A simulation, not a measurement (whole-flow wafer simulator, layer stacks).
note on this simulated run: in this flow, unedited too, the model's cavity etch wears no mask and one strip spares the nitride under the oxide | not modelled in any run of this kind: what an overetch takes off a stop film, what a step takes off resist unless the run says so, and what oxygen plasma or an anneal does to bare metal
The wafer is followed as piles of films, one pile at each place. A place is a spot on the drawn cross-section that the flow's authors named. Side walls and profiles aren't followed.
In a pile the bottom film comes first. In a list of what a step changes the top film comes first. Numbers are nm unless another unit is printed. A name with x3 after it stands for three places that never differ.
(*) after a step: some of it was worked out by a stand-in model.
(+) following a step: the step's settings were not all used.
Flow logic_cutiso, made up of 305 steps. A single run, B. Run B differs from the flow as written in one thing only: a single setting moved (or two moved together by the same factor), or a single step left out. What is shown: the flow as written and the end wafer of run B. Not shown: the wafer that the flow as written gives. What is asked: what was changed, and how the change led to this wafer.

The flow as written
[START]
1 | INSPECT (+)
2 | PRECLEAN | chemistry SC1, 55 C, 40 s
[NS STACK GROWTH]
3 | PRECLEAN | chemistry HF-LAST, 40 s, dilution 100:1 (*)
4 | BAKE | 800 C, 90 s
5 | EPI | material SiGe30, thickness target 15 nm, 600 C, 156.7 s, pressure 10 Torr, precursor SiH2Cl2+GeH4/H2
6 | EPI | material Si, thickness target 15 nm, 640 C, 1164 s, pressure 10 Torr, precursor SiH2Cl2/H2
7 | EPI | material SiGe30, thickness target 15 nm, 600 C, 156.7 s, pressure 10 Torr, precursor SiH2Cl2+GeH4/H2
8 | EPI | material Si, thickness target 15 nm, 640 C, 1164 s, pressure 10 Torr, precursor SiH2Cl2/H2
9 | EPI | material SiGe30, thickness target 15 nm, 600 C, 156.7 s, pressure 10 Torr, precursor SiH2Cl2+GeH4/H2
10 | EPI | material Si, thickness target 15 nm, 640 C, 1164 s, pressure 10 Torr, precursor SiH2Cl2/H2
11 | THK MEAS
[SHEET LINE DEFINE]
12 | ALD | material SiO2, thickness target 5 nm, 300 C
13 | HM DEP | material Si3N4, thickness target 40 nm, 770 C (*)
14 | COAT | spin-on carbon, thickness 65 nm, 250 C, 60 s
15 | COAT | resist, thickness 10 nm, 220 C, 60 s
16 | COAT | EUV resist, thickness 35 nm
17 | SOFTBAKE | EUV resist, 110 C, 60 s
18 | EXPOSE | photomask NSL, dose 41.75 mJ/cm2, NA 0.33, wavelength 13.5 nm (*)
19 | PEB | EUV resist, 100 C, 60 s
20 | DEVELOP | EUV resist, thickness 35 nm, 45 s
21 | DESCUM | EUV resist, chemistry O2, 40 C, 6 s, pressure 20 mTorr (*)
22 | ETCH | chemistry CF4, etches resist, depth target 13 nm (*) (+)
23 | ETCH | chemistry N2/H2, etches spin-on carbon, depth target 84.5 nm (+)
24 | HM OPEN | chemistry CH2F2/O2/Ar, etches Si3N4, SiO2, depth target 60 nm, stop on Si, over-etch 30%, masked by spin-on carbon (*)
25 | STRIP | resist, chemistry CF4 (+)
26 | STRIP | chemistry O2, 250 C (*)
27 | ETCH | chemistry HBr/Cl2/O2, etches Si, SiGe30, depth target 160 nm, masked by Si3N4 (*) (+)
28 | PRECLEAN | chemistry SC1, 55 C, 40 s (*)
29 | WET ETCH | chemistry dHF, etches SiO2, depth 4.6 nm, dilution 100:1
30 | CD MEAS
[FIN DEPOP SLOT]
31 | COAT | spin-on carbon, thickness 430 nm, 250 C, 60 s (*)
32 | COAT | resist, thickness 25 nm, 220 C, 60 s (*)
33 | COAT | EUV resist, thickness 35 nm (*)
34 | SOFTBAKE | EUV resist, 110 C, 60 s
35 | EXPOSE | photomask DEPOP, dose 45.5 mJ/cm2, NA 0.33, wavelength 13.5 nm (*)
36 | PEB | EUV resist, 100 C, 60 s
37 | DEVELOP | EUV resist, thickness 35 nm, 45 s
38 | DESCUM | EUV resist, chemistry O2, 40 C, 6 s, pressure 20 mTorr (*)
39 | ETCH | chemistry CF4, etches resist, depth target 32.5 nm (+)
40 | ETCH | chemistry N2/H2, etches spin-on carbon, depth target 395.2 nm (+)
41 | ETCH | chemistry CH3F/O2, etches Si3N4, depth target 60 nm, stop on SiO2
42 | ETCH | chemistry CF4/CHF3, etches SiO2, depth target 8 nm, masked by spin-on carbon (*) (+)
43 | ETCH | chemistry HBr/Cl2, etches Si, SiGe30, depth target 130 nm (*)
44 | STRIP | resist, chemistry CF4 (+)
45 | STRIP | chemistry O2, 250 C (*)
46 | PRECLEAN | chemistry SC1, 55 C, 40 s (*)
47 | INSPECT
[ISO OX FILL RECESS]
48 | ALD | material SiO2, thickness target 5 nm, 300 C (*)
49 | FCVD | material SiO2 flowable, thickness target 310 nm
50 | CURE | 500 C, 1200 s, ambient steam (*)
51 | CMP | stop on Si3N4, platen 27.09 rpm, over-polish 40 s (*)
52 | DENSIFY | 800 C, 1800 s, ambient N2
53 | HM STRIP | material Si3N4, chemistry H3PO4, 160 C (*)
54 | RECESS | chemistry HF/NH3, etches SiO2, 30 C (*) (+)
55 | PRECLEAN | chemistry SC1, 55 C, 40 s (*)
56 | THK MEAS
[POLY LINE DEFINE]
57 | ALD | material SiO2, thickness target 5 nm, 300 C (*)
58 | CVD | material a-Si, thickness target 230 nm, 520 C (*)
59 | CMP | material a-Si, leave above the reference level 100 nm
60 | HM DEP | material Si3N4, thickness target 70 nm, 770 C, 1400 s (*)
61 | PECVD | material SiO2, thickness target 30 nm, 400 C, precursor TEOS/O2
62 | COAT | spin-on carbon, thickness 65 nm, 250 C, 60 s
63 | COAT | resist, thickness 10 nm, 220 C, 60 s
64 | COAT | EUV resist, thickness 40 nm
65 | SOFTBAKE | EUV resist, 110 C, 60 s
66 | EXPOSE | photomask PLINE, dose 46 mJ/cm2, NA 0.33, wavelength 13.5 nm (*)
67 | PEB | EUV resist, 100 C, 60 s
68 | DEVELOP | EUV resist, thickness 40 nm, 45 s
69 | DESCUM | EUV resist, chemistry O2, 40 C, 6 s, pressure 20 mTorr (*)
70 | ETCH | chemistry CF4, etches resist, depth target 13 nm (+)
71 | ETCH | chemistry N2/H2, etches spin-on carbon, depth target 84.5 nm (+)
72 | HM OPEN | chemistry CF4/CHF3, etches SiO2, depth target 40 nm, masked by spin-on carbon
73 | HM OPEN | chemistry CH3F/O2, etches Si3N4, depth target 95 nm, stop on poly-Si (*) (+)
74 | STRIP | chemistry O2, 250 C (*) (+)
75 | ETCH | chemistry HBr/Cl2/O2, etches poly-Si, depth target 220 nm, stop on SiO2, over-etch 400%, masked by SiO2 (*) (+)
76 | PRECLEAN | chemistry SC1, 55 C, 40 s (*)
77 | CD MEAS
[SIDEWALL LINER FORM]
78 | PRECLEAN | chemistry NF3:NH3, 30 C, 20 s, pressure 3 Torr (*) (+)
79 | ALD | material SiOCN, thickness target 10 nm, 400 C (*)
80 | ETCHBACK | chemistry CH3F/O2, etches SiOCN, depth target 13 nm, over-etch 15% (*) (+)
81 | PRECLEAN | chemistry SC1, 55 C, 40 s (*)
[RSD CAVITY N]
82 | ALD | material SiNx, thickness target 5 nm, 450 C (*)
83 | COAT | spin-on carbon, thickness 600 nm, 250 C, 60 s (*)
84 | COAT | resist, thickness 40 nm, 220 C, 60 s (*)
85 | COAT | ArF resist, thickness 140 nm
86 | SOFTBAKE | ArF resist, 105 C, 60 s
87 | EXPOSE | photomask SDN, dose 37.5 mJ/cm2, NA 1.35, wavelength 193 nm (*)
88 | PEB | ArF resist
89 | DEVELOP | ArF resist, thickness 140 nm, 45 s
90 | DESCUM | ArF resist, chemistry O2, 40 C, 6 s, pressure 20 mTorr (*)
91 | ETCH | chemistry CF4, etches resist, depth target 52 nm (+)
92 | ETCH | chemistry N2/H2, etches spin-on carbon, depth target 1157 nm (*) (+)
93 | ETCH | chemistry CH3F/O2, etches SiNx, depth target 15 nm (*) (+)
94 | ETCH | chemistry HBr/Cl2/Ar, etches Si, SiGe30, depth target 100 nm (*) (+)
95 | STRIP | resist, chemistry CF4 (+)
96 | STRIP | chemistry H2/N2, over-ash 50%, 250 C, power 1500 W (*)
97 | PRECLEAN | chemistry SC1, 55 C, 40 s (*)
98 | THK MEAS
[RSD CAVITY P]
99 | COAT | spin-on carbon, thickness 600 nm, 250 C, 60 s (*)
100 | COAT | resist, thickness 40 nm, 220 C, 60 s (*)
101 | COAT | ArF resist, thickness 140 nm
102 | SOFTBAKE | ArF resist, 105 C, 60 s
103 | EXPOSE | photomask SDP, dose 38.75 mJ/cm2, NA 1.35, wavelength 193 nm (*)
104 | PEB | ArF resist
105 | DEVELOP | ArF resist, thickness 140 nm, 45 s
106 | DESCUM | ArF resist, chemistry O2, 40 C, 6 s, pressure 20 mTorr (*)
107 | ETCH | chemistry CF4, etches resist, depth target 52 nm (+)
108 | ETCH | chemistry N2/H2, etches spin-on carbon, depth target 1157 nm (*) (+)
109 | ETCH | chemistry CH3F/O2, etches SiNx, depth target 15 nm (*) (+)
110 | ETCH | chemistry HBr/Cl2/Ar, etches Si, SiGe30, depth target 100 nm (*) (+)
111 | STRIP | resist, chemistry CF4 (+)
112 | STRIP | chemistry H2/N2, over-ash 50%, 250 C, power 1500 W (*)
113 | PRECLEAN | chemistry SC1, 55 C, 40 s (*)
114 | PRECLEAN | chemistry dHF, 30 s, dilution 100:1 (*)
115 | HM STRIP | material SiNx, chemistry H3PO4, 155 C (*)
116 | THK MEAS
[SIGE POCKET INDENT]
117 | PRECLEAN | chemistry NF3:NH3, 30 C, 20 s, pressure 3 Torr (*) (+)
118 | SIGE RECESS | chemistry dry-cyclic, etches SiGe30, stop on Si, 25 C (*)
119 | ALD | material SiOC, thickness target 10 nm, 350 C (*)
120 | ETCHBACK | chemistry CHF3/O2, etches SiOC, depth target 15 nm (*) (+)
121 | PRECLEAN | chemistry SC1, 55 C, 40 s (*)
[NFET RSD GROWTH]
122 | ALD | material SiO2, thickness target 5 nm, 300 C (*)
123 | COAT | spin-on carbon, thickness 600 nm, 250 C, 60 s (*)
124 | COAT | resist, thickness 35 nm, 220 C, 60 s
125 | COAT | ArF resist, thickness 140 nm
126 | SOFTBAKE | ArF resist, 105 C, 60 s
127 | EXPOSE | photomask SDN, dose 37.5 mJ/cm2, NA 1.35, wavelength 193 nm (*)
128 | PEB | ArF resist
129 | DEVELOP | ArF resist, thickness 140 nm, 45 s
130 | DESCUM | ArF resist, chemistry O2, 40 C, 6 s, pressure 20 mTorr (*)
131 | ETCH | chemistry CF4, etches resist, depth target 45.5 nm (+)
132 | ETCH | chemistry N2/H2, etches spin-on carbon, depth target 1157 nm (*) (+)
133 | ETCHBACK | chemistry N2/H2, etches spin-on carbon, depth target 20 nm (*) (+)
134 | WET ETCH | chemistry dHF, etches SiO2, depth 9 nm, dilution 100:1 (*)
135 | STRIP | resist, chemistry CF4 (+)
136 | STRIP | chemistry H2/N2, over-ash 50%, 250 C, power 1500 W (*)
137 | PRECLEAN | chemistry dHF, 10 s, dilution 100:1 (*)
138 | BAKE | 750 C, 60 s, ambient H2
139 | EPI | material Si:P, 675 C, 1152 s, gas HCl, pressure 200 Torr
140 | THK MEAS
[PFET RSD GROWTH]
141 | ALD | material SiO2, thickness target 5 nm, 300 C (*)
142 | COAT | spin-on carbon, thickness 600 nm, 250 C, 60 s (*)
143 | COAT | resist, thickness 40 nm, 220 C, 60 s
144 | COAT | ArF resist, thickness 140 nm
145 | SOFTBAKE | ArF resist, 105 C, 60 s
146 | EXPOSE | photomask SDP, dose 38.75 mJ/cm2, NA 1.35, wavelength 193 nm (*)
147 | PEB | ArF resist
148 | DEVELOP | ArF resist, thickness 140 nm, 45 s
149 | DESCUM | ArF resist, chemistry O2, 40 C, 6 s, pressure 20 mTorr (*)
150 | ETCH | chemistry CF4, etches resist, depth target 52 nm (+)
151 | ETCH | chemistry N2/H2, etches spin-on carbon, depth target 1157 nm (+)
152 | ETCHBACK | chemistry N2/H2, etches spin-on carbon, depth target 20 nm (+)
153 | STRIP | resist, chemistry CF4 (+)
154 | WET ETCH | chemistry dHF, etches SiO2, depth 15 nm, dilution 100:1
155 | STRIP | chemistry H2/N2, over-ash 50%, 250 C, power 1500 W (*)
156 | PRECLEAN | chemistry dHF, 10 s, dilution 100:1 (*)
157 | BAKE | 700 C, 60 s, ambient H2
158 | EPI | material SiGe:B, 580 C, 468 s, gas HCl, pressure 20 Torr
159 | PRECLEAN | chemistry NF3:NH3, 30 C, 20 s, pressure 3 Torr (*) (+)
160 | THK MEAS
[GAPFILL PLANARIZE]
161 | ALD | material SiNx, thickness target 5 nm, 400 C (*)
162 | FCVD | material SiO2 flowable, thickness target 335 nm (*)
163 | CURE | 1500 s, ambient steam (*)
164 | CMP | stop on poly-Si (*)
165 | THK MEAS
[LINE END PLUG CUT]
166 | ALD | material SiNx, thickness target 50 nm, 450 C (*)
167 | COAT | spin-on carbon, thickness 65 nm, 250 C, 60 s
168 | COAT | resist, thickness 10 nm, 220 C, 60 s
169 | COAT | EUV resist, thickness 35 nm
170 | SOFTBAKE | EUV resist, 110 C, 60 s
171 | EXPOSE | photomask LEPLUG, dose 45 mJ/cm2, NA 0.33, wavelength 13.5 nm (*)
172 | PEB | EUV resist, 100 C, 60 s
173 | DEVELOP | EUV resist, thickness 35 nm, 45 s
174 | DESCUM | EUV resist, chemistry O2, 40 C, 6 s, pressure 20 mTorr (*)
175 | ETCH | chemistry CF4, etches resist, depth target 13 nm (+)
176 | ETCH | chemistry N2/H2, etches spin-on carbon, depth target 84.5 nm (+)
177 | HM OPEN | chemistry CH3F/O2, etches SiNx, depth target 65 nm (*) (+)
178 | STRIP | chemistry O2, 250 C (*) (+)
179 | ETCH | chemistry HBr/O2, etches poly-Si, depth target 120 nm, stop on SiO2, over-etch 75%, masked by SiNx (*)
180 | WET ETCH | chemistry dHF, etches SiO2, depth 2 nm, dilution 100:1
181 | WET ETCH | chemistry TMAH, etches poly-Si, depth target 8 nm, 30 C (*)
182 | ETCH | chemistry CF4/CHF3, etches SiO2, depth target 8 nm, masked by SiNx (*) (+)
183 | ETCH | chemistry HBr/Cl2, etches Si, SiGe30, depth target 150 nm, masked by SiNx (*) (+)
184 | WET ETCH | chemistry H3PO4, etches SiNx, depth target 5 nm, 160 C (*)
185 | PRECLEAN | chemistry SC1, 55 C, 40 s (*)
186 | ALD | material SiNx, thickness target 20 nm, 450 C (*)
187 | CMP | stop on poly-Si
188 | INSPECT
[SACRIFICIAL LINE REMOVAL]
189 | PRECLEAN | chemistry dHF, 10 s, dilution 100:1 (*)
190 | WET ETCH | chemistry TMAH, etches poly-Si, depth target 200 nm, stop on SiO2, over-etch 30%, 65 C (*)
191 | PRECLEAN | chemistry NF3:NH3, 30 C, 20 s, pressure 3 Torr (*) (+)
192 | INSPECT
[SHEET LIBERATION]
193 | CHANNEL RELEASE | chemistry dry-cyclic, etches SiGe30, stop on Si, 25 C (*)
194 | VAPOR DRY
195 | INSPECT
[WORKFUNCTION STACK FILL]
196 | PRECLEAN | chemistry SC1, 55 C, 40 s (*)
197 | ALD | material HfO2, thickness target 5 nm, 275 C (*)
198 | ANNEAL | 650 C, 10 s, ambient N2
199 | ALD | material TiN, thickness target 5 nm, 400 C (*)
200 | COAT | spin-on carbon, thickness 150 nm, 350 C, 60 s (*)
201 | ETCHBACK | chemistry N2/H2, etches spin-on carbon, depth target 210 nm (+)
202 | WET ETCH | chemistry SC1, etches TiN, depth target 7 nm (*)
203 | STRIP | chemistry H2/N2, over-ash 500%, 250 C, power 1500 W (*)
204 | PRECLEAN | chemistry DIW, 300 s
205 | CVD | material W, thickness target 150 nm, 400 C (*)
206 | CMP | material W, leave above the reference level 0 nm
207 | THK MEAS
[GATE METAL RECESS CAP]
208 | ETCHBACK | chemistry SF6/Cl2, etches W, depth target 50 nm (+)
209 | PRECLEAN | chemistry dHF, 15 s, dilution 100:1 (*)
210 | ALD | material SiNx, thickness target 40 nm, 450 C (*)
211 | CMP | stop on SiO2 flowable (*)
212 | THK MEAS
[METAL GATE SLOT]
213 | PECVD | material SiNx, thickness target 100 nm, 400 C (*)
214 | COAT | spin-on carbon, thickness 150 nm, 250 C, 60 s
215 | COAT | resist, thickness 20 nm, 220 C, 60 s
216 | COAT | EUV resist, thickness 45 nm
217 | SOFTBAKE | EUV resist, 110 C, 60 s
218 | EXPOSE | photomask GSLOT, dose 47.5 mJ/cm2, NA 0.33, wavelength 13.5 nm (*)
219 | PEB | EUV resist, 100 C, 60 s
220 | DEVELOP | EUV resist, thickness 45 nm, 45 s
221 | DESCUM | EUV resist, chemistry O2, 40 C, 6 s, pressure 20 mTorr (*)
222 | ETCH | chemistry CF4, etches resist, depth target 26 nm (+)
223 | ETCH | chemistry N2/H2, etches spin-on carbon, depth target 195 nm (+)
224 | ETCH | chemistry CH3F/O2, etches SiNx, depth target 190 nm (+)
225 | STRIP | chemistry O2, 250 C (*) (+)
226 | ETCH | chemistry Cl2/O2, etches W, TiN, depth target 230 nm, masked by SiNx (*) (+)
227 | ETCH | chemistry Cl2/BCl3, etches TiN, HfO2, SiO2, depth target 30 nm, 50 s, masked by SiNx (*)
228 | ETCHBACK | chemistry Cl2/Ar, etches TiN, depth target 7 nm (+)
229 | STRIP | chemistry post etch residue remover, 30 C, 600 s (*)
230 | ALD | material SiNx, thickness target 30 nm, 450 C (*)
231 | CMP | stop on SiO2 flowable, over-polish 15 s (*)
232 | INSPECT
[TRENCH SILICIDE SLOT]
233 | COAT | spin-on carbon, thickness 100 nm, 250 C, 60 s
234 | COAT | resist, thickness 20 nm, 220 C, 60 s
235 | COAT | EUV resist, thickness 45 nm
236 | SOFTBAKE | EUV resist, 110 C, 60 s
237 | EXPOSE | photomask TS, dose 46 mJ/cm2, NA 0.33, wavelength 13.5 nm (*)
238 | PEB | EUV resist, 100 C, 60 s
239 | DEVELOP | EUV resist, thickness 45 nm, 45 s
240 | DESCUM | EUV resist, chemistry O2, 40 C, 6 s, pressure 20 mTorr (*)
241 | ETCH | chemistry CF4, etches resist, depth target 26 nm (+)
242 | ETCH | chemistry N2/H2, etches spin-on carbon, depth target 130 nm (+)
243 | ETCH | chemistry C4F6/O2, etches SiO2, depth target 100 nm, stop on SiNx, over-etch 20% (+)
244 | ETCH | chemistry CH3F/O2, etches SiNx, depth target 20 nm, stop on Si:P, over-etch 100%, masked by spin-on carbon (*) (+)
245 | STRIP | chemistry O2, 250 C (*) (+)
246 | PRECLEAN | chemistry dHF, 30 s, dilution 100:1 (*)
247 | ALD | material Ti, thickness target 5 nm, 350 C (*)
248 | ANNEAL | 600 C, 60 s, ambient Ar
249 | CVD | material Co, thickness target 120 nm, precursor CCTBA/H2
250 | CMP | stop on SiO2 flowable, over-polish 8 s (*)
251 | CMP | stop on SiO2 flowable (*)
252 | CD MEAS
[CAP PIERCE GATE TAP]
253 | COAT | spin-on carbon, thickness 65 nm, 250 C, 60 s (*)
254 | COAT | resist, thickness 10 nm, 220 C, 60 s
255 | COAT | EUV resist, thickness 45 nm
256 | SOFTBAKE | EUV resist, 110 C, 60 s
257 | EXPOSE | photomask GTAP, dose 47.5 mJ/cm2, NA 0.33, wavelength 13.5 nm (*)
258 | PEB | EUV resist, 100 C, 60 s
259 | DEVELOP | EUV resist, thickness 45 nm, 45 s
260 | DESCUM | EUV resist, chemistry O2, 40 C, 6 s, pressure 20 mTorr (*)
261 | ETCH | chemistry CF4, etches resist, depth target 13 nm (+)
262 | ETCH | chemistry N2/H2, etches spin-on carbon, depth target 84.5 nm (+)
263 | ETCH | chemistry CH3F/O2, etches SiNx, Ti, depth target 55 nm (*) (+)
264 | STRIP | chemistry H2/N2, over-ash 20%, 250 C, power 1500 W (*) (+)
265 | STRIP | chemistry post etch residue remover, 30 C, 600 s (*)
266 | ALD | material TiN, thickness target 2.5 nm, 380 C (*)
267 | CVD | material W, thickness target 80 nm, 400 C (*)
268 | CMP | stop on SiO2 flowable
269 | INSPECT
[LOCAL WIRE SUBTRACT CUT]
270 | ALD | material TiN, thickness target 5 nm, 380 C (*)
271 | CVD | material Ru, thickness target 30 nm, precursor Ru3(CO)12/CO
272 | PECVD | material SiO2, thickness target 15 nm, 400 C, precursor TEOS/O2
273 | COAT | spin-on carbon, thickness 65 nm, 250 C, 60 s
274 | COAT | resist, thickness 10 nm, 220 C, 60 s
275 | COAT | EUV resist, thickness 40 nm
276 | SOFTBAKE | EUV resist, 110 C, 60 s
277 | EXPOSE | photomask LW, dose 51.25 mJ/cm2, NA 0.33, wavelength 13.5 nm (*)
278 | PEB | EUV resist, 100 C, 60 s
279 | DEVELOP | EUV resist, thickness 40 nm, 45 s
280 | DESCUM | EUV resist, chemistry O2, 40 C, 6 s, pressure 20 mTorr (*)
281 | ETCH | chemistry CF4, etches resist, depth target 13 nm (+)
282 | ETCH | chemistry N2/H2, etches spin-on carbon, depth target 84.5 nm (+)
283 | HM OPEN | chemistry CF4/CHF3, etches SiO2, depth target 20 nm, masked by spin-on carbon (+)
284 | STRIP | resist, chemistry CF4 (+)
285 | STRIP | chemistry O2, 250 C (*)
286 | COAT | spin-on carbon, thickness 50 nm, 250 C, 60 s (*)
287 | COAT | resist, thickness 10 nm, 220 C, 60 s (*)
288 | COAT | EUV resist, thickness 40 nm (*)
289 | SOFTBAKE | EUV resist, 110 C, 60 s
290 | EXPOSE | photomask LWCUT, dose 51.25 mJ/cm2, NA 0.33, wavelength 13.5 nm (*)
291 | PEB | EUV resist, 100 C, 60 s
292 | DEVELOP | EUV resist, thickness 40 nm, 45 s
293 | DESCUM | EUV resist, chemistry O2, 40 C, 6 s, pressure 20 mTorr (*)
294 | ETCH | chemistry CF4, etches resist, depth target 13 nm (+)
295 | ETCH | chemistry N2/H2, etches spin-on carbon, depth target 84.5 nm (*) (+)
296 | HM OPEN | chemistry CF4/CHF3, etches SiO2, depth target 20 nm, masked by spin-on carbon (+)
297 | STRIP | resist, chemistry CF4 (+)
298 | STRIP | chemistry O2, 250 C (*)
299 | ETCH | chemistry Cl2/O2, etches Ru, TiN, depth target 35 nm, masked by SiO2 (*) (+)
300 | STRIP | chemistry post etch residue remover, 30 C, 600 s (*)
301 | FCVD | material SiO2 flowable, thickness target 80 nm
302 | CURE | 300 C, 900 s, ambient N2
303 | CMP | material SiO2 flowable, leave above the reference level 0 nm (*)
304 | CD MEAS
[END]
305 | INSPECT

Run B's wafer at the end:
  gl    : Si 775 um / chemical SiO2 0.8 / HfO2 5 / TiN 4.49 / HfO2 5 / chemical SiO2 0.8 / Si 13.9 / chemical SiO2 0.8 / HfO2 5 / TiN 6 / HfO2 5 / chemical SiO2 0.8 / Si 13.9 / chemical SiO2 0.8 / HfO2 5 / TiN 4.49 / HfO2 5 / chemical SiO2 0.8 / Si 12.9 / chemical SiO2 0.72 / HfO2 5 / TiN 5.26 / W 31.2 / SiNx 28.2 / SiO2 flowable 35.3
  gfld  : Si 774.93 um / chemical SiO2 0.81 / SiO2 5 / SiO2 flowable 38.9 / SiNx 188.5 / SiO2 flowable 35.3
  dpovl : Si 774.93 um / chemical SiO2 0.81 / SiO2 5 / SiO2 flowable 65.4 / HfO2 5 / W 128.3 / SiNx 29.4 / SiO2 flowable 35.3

The reason: step 7, EPI: 172.4 s was run, while the flow as written has 156.7 s.

The path from the change to this, step by step:
  7 | EPI | material SiGe30, thickness target 15 nm, 600 C, 156.7 s, pressure 10 Torr, precursor SiH2Cl2+GeH4/H2
      depop, dpovl, gfld and 19 more: +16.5 SiGe30 (new film) (it would be, as written: +15 SiGe30 (new film))
  27 | ETCH | chemistry HBr/Cl2/O2, etches Si, SiGe30, depth target 160 nm, masked by Si3N4 (*) (+)
      gfld, gxf, iso, lnri: -0.79 chemical SiO2 (all of it), -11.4 Si (all of it), -15 SiGe30 (all of it), -15 Si (all of it), -16.5 SiGe30 (all of it), -15 Si (all of it), -15 SiGe30 (all of it), -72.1 Si (it would be, as written: -0.79 chemical SiO2 (all of it), -11.4 Si (all of it), -15 SiGe30 (all of it), -15 Si (all of it), -15 SiGe30 (all of it), -15 Si (all of it), -15 SiGe30 (all of it), -73.6 Si)
      dpovl, nsgap: -0.79 chemical SiO2 (all of it), -11.8 Si (all of it), -15 SiGe30 (all of it), -15 Si (all of it), -16.5 SiGe30 (all of it), -15 Si (all of it), -15 SiGe30 (all of it), -71.7 Si (it would be, as written: -0.79 chemical SiO2 (all of it), -11.8 Si (all of it), -15 SiGe30 (all of it), -15 Si (all of it), -15 SiGe30 (all of it), -15 Si (all of it), -15 SiGe30 (all of it), -73.2 Si)
      (and at 1 other place as well)
  43 | ETCH | chemistry HBr/Cl2, etches Si, SiGe30, depth target 130 nm (*)
      depop: -14 Si (all of it), -15 SiGe30 (all of it), -15 Si (all of it), -16.5 SiGe30 (all of it), -15 Si (all of it), -15 SiGe30 (all of it), -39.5 Si (it would be, as written: -14 Si (all of it), -15 SiGe30 (all of it), -15 Si (all of it), -15 SiGe30 (all of it), -15 Si (all of it), -15 SiGe30 (all of it), -41 Si)
  94 | ETCH | chemistry HBr/Cl2/Ar, etches Si, SiGe30, depth target 100 nm (*) (+)
      rsdn, rsdx: -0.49 chemical SiO2 (all of it), -12.8 Si (all of it), -15 SiGe30 (all of it), -15 Si (all of it), -16.5 SiGe30 (all of it), -15 Si (all of it), -15 SiGe30 (all of it), -10.7 Si (it would be, as written: -0.49 chemical SiO2 (all of it), -12.8 Si (all of it), -15 SiGe30 (all of it), -15 Si (all of it), -15 SiGe30 (all of it), -15 Si (all of it), -15 SiGe30 (all of it), -12.2 Si)
  110 | ETCH | chemistry HBr/Cl2/Ar, etches Si, SiGe30, depth target 100 nm (*) (+)
      rsdp, rsdw: -0.49 chemical SiO2 (all of it), -12.8 Si (all of it), -15 SiGe30 (all of it), -15 Si (all of it), -16.5 SiGe30 (all of it), -15 Si (all of it), -15 SiGe30 (all of it), -10.7 Si (it would be, as written: -0.49 chemical SiO2 (all of it), -12.8 Si (all of it), -15 SiGe30 (all of it), -15 Si (all of it), -15 SiGe30 (all of it), -15 Si (all of it), -15 SiGe30 (all of it), -12.2 Si)
  118 | SIGE RECESS | chemistry dry-cyclic, etches SiGe30, stop on Si, 25 C (*)
      lnr, lnrp, lnrt: -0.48 SiOCN, -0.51 Si, +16 cavity (new film), -15 SiGe30 (all of it), -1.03 Si, +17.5 cavity (new film), -16.5 SiGe30 (all of it), -1.03 Si, +16 cavity (new film), -15 SiGe30 (all of it), -0.51 Si (it would be, as written: -0.48 SiOCN, -0.51 Si, +16 cavity (new film), -15 SiGe30 (all of it), -1.03 Si, +16 cavity (new film), -15 SiGe30 (all of it), -1.03 Si, +16 cavity (new film), -15 SiGe30 (all of it), -0.51 Si)
  119 | ALD | material SiOC, thickness target 10 nm, 350 C (*)
      lnr, lnrp, lnrt: +10 SiOC (new film), +16 SiOC (new film), -16 cavity (all of it), +17.5 SiOC (new film), -17.5 cavity (all of it), +16 SiOC (new film), -16 cavity (all of it) (it would be, as written: +10 SiOC (new film), +16 SiOC (new film), -16 cavity (all of it), +16 SiOC (new film), -16 cavity (all of it), +16 SiOC (new film), -16 cavity (all of it))
  183 | ETCH | chemistry HBr/Cl2, etches Si, SiGe30, depth target 150 nm, masked by SiNx (*) (+)
      plug: -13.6 Si (all of it), -15 SiGe30 (all of it), -15 Si (all of it), -16.5 SiGe30 (all of it), -15 Si (all of it), -15 SiGe30 (all of it), -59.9 Si (it would be, as written: -13.6 Si (all of it), -15 SiGe30 (all of it), -15 Si (all of it), -15 SiGe30 (all of it), -15 Si (all of it), -15 SiGe30 (all of it), -61.4 Si)
  193 | CHANNEL RELEASE | chemistry dry-cyclic, etches SiGe30, stop on Si, 25 C (*)
      gl, glp, gxn, gxp, ns, tap: +0.8 chemical SiO2 (new film), -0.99 Si, +0.8 chemical SiO2 (new film), +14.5 cavity (new film), +0.8 chemical SiO2 (new film), -15 SiGe30 (all of it), -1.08 Si, +0.8 chemical SiO2 (new film), +16 cavity (new film), +0.8 chemical SiO2 (new film), -16.5 SiGe30 (all of it), -1.08 Si, +0.8 chemical SiO2 (new film), +14.5 cavity (new film), +0.8 chemical SiO2 (new film), -15 SiGe30 (all of it), -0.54 Si (it would be, as written: +0.8 chemical SiO2 (new film), -0.99 Si, +0.8 chemical SiO2 (new film), +14.5 cavity (new film), +0.8 chemical SiO2 (new film), -15 SiGe30 (all of it), -1.08 Si, +0.8 chemical SiO2 (new film), +14.5 cavity (new film), +0.8 chemical SiO2 (new film), -15 SiGe30 (all of it), -1.08 Si, +0.8 chemical SiO2 (new film), +14.5 cavity (new film), +0.8 chemical SiO2 (new film), -15 SiGe30 (all of it), -0.54 Si)
  199 | ALD | material TiN, thickness target 5 nm, 400 C (*)
      gl, glp, tap: +5.26 TiN (new film), +4.49 TiN (new film), -4.49 cavity (all of it), +6 TiN (new film), -6 cavity (all of it), +4.49 TiN (new film), -4.49 cavity (all of it) (it would be, as written: +5.26 TiN (new film), +4.49 TiN (new film), -4.49 cavity (all of it), +4.49 TiN (new film), -4.49 cavity (all of it), +4.49 TiN (new film), -4.49 cavity (all of it))
      gxn, gxp, ns: +5 TiN (new film), +4.49 TiN (new film), -4.49 cavity (all of it), +6 TiN (new film), -6 cavity (all of it), +4.49 TiN (new film), -4.49 cavity (all of it) (it would be, as written: +5 TiN (new film), +4.49 TiN (new film), -4.49 cavity (all of it), +4.49 TiN (new film), -4.49 cavity (all of it), +4.49 TiN (new film), -4.49 cavity (all of it))
